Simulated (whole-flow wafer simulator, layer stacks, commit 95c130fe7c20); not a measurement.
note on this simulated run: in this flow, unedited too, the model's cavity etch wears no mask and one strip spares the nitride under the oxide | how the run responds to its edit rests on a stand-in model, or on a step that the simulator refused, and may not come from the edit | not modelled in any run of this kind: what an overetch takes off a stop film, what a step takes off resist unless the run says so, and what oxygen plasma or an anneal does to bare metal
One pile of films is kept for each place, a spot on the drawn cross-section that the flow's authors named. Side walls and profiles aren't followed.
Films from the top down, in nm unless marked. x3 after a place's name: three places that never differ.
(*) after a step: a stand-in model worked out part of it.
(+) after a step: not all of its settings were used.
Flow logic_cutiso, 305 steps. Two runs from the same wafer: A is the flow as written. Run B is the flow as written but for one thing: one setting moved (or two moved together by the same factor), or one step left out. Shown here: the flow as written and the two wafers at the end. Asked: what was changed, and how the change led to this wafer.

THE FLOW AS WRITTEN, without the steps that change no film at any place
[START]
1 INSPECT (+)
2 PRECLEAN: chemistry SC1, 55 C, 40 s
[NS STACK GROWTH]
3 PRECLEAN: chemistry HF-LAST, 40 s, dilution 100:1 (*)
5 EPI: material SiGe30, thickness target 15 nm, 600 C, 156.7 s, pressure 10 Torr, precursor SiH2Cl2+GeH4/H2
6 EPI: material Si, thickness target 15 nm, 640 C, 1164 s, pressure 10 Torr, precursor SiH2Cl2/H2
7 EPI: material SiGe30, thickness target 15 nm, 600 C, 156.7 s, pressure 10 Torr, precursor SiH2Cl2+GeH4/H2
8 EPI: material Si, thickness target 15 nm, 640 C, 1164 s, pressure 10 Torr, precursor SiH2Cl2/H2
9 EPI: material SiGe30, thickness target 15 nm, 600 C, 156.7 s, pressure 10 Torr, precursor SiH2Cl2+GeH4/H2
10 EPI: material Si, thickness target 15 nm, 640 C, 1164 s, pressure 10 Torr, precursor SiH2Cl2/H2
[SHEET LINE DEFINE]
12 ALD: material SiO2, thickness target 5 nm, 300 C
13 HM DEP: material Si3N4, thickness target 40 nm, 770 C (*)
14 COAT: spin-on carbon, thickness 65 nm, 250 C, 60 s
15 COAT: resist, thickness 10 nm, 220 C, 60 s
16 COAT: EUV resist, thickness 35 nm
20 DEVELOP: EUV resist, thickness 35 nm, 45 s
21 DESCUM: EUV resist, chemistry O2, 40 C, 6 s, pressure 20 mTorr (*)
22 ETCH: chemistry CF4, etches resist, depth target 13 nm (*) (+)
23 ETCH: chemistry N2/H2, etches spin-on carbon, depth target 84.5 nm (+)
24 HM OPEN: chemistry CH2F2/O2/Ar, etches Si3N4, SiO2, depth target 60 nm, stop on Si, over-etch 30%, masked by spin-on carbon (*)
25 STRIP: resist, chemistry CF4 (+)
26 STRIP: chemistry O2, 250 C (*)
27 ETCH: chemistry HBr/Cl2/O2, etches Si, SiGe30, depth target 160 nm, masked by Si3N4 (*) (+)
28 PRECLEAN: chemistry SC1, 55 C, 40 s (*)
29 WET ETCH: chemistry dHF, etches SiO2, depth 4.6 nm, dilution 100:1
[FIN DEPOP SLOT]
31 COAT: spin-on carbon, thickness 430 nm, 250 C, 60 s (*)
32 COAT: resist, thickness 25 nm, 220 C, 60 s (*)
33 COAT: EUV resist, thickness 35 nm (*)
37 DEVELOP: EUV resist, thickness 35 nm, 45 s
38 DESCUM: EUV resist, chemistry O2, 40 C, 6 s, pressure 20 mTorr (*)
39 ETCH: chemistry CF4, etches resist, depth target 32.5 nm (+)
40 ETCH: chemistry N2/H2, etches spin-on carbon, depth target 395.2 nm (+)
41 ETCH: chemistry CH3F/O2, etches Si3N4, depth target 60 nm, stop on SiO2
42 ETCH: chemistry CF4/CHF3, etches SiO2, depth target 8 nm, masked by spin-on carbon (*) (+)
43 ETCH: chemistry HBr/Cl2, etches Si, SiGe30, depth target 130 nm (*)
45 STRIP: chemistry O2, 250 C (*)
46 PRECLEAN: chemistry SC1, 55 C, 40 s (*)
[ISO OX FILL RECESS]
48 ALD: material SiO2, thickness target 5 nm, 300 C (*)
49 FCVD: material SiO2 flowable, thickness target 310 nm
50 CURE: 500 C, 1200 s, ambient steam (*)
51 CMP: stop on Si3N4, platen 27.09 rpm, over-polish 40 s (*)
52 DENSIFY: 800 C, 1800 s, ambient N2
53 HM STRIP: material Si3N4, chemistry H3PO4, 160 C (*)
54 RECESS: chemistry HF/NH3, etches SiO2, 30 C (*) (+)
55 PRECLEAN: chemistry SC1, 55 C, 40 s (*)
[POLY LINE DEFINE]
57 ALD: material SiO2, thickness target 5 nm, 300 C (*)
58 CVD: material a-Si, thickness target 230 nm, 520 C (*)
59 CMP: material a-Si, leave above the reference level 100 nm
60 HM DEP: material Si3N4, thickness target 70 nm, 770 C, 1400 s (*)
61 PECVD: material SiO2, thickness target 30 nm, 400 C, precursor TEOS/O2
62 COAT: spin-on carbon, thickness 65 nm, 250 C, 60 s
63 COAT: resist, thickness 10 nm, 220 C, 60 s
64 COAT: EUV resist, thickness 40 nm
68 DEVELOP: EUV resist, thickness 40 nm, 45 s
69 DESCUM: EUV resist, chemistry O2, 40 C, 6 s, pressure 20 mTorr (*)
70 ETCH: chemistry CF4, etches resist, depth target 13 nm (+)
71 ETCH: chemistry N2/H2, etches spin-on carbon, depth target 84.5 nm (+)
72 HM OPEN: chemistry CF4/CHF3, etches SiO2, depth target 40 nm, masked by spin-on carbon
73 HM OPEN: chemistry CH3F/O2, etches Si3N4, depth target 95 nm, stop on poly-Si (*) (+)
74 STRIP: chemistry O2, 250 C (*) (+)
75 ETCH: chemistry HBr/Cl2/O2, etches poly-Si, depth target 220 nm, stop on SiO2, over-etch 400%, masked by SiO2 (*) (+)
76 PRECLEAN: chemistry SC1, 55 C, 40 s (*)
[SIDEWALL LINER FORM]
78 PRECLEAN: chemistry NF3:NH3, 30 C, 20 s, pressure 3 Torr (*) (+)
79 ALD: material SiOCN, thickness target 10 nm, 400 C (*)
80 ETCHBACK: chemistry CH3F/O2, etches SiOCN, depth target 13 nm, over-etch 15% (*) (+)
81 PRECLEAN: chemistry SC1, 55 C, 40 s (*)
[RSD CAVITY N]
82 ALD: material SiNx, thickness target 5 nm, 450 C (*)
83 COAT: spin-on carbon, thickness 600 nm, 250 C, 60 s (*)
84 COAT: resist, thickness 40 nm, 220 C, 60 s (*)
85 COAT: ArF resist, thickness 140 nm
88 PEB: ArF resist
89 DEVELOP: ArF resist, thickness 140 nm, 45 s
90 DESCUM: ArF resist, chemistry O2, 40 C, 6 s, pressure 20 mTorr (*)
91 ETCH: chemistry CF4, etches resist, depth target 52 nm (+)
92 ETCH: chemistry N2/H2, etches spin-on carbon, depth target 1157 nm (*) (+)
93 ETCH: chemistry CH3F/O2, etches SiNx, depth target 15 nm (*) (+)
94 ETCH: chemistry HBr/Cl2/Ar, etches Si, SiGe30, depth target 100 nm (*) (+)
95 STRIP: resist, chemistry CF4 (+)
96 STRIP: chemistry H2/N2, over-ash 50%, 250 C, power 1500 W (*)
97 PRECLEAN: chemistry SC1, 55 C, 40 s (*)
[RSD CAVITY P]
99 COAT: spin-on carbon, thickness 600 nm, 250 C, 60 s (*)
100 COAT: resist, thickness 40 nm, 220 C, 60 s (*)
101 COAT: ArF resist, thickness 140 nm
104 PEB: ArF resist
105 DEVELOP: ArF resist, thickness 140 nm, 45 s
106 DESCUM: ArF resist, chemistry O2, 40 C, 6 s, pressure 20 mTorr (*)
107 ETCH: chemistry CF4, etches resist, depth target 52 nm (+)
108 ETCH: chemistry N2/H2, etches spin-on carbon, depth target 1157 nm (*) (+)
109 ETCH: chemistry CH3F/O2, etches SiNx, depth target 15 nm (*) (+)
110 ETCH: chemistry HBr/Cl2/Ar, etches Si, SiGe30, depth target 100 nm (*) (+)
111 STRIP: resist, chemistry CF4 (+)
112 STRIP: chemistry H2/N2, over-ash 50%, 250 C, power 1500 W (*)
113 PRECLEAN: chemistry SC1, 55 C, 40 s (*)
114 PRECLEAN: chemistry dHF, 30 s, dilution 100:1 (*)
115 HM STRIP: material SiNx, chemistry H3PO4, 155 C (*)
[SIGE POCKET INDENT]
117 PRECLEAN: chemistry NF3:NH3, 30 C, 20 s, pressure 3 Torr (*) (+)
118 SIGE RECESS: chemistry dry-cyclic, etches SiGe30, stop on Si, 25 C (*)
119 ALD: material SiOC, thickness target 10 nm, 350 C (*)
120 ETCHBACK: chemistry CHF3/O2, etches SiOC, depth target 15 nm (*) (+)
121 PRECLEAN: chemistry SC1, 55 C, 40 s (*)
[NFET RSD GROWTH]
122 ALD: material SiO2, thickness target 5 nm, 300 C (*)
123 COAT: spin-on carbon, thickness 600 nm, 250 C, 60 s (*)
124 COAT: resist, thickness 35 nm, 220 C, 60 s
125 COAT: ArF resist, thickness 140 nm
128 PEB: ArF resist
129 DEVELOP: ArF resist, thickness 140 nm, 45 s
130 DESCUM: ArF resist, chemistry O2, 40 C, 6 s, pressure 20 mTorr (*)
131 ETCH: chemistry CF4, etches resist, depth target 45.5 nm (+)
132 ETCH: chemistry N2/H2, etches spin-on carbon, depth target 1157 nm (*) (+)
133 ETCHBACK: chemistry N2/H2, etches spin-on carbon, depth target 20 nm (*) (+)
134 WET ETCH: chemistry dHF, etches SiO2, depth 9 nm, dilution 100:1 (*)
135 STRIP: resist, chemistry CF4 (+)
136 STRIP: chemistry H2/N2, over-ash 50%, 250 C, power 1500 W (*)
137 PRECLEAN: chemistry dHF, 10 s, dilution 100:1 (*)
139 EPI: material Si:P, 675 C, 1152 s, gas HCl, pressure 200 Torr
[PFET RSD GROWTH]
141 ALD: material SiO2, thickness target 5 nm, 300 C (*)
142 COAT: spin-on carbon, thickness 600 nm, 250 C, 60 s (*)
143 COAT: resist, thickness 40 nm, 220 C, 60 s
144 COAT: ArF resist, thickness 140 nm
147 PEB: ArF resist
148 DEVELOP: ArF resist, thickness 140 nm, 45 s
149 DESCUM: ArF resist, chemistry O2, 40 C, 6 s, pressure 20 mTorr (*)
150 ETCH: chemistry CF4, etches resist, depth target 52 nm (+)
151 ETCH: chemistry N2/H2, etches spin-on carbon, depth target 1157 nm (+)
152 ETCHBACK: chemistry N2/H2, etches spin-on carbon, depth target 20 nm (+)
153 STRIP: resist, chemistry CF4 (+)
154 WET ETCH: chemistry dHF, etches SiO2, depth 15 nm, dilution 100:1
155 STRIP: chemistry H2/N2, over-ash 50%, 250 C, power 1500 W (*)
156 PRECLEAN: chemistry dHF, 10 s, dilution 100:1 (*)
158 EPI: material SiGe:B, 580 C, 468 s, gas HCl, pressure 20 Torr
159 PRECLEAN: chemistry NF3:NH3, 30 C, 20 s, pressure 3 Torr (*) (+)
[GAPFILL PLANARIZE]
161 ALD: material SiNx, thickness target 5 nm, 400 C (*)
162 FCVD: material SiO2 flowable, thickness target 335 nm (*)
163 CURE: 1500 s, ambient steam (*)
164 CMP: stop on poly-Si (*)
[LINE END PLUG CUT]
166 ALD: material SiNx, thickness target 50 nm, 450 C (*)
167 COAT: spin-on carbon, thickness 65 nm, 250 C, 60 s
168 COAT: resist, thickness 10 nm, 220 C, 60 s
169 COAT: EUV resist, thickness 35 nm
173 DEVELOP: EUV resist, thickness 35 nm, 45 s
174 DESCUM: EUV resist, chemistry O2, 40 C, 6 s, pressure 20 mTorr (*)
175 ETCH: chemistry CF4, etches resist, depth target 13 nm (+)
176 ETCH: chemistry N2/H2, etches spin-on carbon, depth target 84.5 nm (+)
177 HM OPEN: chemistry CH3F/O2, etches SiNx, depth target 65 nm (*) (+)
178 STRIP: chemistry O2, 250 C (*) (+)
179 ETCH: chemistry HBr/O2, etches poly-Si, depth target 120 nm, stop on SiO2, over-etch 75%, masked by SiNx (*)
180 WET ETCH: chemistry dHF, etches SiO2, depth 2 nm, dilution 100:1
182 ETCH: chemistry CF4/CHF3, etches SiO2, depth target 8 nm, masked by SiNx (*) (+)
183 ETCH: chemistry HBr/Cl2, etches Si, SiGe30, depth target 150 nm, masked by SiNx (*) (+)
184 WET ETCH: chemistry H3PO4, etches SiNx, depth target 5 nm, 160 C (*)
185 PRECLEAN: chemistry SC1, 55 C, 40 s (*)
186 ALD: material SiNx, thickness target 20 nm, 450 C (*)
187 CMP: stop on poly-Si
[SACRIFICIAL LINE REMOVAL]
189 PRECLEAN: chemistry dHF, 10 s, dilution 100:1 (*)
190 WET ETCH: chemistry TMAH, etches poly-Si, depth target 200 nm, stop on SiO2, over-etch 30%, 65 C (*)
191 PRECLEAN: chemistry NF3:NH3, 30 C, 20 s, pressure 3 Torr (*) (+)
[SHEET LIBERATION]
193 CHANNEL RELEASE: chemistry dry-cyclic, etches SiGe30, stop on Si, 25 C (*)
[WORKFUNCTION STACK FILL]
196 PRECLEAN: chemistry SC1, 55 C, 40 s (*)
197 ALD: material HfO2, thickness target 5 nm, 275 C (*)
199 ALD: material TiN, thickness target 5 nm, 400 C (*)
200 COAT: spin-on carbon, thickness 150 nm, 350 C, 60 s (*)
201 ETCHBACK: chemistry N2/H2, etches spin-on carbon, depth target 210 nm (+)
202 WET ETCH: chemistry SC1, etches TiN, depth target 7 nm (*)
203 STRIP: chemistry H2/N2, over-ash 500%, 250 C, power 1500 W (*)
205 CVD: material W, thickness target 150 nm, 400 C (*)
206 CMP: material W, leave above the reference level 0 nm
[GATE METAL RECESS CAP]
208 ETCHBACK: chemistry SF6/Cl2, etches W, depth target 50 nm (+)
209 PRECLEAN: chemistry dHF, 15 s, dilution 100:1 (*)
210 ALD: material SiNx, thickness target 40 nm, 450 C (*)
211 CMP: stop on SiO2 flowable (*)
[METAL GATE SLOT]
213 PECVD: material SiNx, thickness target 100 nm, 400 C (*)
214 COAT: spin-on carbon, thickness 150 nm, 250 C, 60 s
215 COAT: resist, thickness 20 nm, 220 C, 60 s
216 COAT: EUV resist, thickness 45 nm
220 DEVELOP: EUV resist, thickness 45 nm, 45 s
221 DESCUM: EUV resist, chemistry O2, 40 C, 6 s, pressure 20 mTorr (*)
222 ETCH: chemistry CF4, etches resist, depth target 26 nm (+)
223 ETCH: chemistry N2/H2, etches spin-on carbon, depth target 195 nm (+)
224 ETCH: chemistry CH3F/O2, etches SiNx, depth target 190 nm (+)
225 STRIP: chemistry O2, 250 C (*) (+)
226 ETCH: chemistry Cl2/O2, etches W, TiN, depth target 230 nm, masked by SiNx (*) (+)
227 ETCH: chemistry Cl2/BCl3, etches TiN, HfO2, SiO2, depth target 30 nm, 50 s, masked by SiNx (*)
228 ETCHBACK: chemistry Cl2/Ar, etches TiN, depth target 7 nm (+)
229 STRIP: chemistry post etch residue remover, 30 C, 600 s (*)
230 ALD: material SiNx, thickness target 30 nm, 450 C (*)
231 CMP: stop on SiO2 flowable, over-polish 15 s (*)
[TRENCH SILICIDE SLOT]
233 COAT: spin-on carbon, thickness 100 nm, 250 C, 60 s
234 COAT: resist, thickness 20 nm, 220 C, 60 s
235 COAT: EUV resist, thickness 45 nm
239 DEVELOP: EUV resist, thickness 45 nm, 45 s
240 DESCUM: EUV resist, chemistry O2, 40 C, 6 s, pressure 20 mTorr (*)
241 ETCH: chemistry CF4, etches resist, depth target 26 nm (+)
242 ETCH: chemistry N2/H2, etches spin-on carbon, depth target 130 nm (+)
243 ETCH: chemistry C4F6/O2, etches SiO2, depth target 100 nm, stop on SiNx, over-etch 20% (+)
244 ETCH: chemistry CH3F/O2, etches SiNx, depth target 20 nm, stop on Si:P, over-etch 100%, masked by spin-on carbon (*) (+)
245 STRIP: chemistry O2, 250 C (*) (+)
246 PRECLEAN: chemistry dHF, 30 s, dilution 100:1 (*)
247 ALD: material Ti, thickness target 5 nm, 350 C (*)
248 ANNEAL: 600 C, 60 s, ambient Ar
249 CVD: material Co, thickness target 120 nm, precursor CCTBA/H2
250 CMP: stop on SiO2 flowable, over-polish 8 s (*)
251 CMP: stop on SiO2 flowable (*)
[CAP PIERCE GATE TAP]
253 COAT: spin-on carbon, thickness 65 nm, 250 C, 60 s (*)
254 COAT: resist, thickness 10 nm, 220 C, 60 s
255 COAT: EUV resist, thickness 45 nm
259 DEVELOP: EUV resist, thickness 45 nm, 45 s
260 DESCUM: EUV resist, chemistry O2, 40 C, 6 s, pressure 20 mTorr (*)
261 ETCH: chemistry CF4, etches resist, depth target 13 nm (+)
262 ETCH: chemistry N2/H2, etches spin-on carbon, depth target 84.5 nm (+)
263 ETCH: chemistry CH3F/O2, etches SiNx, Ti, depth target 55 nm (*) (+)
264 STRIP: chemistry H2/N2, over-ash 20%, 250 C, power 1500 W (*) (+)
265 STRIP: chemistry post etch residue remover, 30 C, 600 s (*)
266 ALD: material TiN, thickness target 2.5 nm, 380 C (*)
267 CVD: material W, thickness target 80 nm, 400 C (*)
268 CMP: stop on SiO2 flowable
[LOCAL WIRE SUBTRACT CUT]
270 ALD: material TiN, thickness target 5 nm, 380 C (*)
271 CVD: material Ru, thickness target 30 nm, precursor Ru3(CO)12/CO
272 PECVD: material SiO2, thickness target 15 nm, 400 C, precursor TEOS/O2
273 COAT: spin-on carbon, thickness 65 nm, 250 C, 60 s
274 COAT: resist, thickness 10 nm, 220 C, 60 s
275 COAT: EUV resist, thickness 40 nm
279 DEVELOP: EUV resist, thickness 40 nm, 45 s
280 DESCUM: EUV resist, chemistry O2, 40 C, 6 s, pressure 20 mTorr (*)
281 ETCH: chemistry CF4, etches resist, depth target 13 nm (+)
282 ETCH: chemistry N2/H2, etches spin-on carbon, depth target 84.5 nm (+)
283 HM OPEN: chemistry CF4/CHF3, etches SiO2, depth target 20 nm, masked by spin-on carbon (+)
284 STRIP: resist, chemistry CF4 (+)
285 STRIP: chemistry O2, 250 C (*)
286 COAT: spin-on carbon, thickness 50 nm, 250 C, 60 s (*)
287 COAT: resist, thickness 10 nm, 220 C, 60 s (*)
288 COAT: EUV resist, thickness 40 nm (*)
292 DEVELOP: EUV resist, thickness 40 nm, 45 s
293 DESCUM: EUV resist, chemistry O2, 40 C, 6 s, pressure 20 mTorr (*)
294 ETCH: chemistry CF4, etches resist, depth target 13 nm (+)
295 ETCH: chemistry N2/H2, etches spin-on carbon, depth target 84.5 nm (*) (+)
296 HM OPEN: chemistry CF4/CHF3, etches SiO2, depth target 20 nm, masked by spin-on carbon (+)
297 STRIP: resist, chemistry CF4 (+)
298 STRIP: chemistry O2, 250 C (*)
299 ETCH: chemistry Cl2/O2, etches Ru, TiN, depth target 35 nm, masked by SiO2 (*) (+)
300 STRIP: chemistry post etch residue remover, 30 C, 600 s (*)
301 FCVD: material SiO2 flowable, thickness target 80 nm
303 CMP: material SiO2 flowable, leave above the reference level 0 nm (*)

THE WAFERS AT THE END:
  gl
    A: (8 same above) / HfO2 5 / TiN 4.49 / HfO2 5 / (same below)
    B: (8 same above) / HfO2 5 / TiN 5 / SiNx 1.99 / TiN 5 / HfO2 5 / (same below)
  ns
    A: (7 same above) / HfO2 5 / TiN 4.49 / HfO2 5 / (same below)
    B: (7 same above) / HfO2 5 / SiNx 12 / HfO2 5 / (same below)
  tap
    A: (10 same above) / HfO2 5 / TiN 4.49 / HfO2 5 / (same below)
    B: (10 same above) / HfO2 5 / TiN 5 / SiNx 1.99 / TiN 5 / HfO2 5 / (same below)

The cause: step 9, EPI: 235 s was run, where the flow has 156.7 s.

How the change led to this, step by step:
  9 EPI: material SiGe30, thickness target 15 nm, 600 C, 156.7 s, pressure 10 Torr, precursor SiH2Cl2+GeH4/H2
      depop, dpovl, gfld and 19 more: A SiGe30 +15 (new film) | B SiGe30 +22.5 (new film)
  27 ETCH: chemistry HBr/Cl2/O2, etches Si, SiGe30, depth target 160 nm, masked by Si3N4 (*) (+)
      gfld, gxf, iso, lnri: A chemical SiO2 -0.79 (all of it), Si -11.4 (all of it), SiGe30 -15 (all of it), Si -15 (all of it), SiGe30 -15 (all of it), Si -15 (all of it), SiGe30 -15 (all of it), Si -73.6 | B chemical SiO2 -0.79 (all of it), Si -11.4 (all of it), SiGe30 -22.5 (all of it), Si -15 (all of it), SiGe30 -15 (all of it), Si -15 (all of it), SiGe30 -15 (all of it), Si -66.1
      dpovl, nsgap: A chemical SiO2 -0.79 (all of it), Si -11.8 (all of it), SiGe30 -15 (all of it), Si -15 (all of it), SiGe30 -15 (all of it), Si -15 (all of it), SiGe30 -15 (all of it), Si -73.2 | B chemical SiO2 -0.79 (all of it), Si -11.8 (all of it), SiGe30 -22.5 (all of it), Si -15 (all of it), SiGe30 -15 (all of it), Si -15 (all of it), SiGe30 -15 (all of it), Si -65.7
      (and at 1 more place)
  43 ETCH: chemistry HBr/Cl2, etches Si, SiGe30, depth target 130 nm (*)
      depop: A Si -14 (all of it), SiGe30 -15 (all of it), Si -15 (all of it), SiGe30 -15 (all of it), Si -15 (all of it), SiGe30 -15 (all of it), Si -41 | B Si -14 (all of it), SiGe30 -22.5 (all of it), Si -15 (all of it), SiGe30 -15 (all of it), Si -15 (all of it), SiGe30 -15 (all of it), Si -33.5
  94 ETCH: chemistry HBr/Cl2/Ar, etches Si, SiGe30, depth target 100 nm (*) (+)
      rsdn, rsdx: A chemical SiO2 -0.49 (all of it), Si -12.8 (all of it), SiGe30 -15 (all of it), Si -15 (all of it), SiGe30 -15 (all of it), Si -15 (all of it), SiGe30 -15 (all of it), Si -12.2 | B chemical SiO2 -0.49 (all of it), Si -12.8 (all of it), SiGe30 -22.5 (all of it), Si -15 (all of it), SiGe30 -15 (all of it), Si -15 (all of it), SiGe30 -15 (all of it), Si -4.66
  110 ETCH: chemistry HBr/Cl2/Ar, etches Si, SiGe30, depth target 100 nm (*) (+)
      rsdp, rsdw: A chemical SiO2 -0.49 (all of it), Si -12.8 (all of it), SiGe30 -15 (all of it), Si -15 (all of it), SiGe30 -15 (all of it), Si -15 (all of it), SiGe30 -15 (all of it), Si -12.2 | B chemical SiO2 -0.49 (all of it), Si -12.8 (all of it), SiGe30 -22.5 (all of it), Si -15 (all of it), SiGe30 -15 (all of it), Si -15 (all of it), SiGe30 -15 (all of it), Si -4.66
  118 SIGE RECESS: chemistry dry-cyclic, etches SiGe30, stop on Si, 25 C (*)
      lnr, lnrp, lnrt: A SiOCN -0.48, Si -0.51, cavity +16 (new film), SiGe30 -15 (all of it), Si -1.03, cavity +16 (new film), SiGe30 -15 (all of it), Si -1.03, cavity +16 (new film), SiGe30 -15 (all of it), Si -0.51 | B SiOCN -0.48, Si -0.51, cavity +23.5 (new film), SiGe30 -22.5 (all of it), Si -1.03, cavity +16 (new film), SiGe30 -15 (all of it), Si -1.03, cavity +16 (new film), SiGe30 -15 (all of it), Si -0.51
  119 ALD: material SiOC, thickness target 10 nm, 350 C (*)
      lnr, lnrp, lnrt: A SiOC +10 (new film), SiOC +16 (new film), cavity -16 (all of it), SiOC +16 (new film), cavity -16 (all of it), SiOC +16 (new film), cavity -16 (all of it) | B SiOC +10 (new film), SiOC +23.5 (new film), cavity -23.5 (all of it), SiOC +16 (new film), cavity -16 (all of it), SiOC +16 (new film), cavity -16 (all of it)
  183 ETCH: chemistry HBr/Cl2, etches Si, SiGe30, depth target 150 nm, masked by SiNx (*) (+)
      plug: A Si -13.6 (all of it), SiGe30 -15 (all of it), Si -15 (all of it), SiGe30 -15 (all of it), Si -15 (all of it), SiGe30 -15 (all of it), Si -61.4 | B Si -13.6 (all of it), SiGe30 -22.5 (all of it), Si -15 (all of it), SiGe30 -15 (all of it), Si -15 (all of it), SiGe30 -15 (all of it), Si -53.9
  193 CHANNEL RELEASE: chemistry dry-cyclic, etches SiGe30, stop on Si, 25 C (*)
      gl, glp, gxn, gxp, ns, tap: A chemical SiO2 +0.8 (new film), Si -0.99, chemical SiO2 +0.8 (new film), cavity +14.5 (new film), chemical SiO2 +0.8 (new film), SiGe30 -15 (all of it), Si -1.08, chemical SiO2 +0.8 (new film), cavity +14.5 (new film), chemical SiO2 +0.8 (new film), SiGe30 -15 (all of it), Si -1.08, chemical SiO2 +0.8 (new film), cavity +14.5 (new film), chemical SiO2 +0.8 (new film), SiGe30 -15 (all of it), Si -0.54 | B chemical SiO2 +0.8 (new film), Si -0.99, chemical SiO2 +0.8 (new film), cavity +22 (new film), chemical SiO2 +0.8 (new film), SiGe30 -22.5 (all of it), Si -1.08, chemical SiO2 +0.8 (new film), cavity +14.5 (new film), chemical SiO2 +0.8 (new film), SiGe30 -15 (all of it), Si -1.08, chemical SiO2 +0.8 (new film), cavity +14.5 (new film), chemical SiO2 +0.8 (new film), SiGe30 -15 (all of it), Si -0.54
  199 ALD: material TiN, thickness target 5 nm, 400 C (*)
      gl, glp, tap: A TiN +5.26 (new film), TiN +4.49 (new film), cavity -4.49 (all of it), TiN +4.49 (new film), cavity -4.49 (all of it), TiN +4.49 (new film), cavity -4.49 (all of it) | B TiN +5.26 (new film), TiN +5 (new film), cavity -10, TiN +5 (new film), TiN +4.49 (new film), cavity -4.49 (all of it), TiN +4.49 (new film), cavity -4.49 (all of it)
      gxn, gxp, ns: A TiN +5 (new film), TiN +4.49 (new film), cavity -4.49 (all of it), TiN +4.49 (new film), cavity -4.49 (all of it), TiN +4.49 (new film), cavity -4.49 (all of it) | B TiN +5 (new film), TiN +5 (new film), cavity -10, TiN +5 (new film), TiN +4.49 (new film), cavity -4.49 (all of it), TiN +4.49 (new film), cavity -4.49 (all of it)
  202 WET ETCH: chemistry SC1, etches TiN, depth target 7 nm (*)
      ns: A TiN -5 (all of it) | B TiN -5 (all of it), TiN -5 (all of it), cavity +10, TiN -5 (all of it)
  210 ALD: material SiNx, thickness target 40 nm, 450 C (*)
      gl, glp, gxn, gxp, tap: A SiNx +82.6 (new film) | B SiNx +82.6 (new film), SiNx +1.99 (new film), cavity -1.99 (all of it)
      ns: A SiNx +40 (new film) | B SiNx +40 (new film), SiNx +12 (new film), cavity -12 (all of it)
Counting metal films that touch as one body, gl has 5 bodies (between them, from the top down: HfO2 5 / chemical SiO2 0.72 / Si 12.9 / chemical SiO2 0.8 / HfO2 5; SiNx 1.99; HfO2 5 / chemical SiO2 0.8 / Si 13.9 / chemical SiO2 0.8 / HfO2 5; HfO2 5 / chemical SiO2 0.8 / Si 13.9 / chemical SiO2 0.8 / HfO2 5); the flow as written gives 4 bodies (between them, from the top down: HfO2 5 / chemical SiO2 0.72 / Si 12.9 / chemical SiO2 0.8 / HfO2 5; HfO2 5 / chemical SiO2 0.8 / Si 13.9 / chemical SiO2 0.8 / HfO2 5; HfO2 5 / chemical SiO2 0.8 / Si 13.9 / chemical SiO2 0.8 / HfO2 5).
Counting metal films that touch as one body, ns has 3 bodies (between them, from the top down: HfO2 5 / chemical SiO2 0.72 / Si 12.9 / chemical SiO2 0.8 / HfO2 5 / SiNx 12 / HfO2 5 / chemical SiO2 0.8 / Si 13.9 / chemical SiO2 0.8 / HfO2 5; HfO2 5 / chemical SiO2 0.8 / Si 13.9 / chemical SiO2 0.8 / HfO2 5); the flow as written gives 4 bodies (between them, from the top down: HfO2 5 / chemical SiO2 0.72 / Si 12.9 / chemical SiO2 0.8 / HfO2 5; HfO2 5 / chemical SiO2 0.8 / Si 13.9 / chemical SiO2 0.8 / HfO2 5; HfO2 5 / chemical SiO2 0.8 / Si 13.9 / chemical SiO2 0.8 / HfO2 5).
Counting metal films that touch as one body, tap has 5 bodies (between them, from the top down: HfO2 5 / chemical SiO2 0.72 / Si 12.9 / chemical SiO2 0.8 / HfO2 5; SiNx 1.99; HfO2 5 / chemical SiO2 0.8 / Si 13.9 / chemical SiO2 0.8 / HfO2 5; HfO2 5 / chemical SiO2 0.8 / Si 13.9 / chemical SiO2 0.8 / HfO2 5); the flow as written gives 4 bodies (between them, from the top down: HfO2 5 / chemical SiO2 0.72 / Si 12.9 / chemical SiO2 0.8 / HfO2 5; HfO2 5 / chemical SiO2 0.8 / Si 13.9 / chemical SiO2 0.8 / HfO2 5; HfO2 5 / chemical SiO2 0.8 / Si 13.9 / chemical SiO2 0.8 / HfO2 5).
